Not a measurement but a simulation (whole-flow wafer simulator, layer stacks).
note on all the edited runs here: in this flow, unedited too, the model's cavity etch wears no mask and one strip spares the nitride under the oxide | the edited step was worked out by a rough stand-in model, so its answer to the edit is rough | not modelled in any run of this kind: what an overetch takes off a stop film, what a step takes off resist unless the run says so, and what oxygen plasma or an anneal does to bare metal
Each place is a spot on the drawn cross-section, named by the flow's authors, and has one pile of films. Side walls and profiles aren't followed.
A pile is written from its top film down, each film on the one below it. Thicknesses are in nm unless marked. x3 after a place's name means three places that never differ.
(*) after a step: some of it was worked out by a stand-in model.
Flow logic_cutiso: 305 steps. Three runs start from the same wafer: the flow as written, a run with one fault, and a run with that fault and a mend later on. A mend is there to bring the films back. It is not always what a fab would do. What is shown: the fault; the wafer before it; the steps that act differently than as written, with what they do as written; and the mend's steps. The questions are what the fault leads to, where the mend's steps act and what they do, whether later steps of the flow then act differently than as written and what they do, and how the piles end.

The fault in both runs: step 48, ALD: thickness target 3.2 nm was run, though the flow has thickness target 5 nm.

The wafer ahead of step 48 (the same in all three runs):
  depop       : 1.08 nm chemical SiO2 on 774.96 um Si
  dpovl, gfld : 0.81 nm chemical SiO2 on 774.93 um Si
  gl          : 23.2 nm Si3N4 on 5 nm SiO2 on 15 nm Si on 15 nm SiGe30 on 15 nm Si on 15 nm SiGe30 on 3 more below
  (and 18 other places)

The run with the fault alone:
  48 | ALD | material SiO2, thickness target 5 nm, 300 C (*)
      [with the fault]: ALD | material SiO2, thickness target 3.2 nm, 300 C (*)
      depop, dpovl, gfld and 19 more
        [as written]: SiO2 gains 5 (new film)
        [with the fault]: SiO2 gains 3.2 (new film)
  Steps later in the flow that act otherwise than as written (5 more steps, not shown, differ only slightly: by at most 2% or 0.5 nm, whichever is larger):
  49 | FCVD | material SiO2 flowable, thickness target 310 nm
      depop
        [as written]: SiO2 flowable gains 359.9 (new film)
        [with the fault]: SiO2 flowable gains 352.5 (new film)
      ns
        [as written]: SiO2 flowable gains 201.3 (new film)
        [with the fault]: SiO2 flowable gains 194 (new film)
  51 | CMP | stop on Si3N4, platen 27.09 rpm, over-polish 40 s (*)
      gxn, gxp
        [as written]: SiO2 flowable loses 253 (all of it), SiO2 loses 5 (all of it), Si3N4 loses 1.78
        [with the fault]: SiO2 flowable loses 252.1 (all of it), SiO2 loses 3.2 (all of it), Si3N4 loses 1.78
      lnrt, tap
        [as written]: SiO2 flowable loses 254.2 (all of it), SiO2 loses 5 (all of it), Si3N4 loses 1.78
        [with the fault]: SiO2 flowable loses 253.3 (all of it), SiO2 loses 3.2 (all of it), Si3N4 loses 1.78
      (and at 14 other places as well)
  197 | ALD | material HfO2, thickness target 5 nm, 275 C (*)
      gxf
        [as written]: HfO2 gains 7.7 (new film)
        [with the fault]: HfO2 gains 5.06 (new film)
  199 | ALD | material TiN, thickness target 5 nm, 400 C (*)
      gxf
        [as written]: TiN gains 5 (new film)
        [with the fault]: TiN gains 7.58 (new film)
  At depop, dpovl, gfld, gxf, iso, isow, lnri, nsgap, the piles at the end differ from the flow's by more than 2% or 0.5 nm, whichever is larger.
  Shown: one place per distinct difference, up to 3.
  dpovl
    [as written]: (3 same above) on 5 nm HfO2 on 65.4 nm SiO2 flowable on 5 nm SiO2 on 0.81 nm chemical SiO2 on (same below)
    [with the fault]: (3 same above) on 5 nm HfO2 on 67.2 nm SiO2 flowable on 3.2 nm SiO2 on 0.81 nm chemical SiO2 on (same below)
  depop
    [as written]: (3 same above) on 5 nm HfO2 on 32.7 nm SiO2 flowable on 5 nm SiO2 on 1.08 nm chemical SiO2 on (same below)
    [with the fault]: (3 same above) on 5 nm HfO2 on 34.5 nm SiO2 flowable on 3.2 nm SiO2 on 1.08 nm chemical SiO2 on (same below)
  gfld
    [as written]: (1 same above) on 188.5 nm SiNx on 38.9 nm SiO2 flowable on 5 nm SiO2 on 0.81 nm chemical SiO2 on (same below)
    [with the fault]: (1 same above) on 188.5 nm SiNx on 40.7 nm SiO2 flowable on 3.2 nm SiO2 on 0.81 nm chemical SiO2 on (same below)

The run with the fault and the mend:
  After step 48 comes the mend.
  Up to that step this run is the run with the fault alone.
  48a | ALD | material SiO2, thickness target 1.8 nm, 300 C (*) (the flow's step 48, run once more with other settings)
      depop, dpovl, gfld and 19 more
        SiO2 gains 1.8
  Later steps of the flow that are run all act as written at every place that is followed.
  The piles end the same as the flow's at every place that both follow.
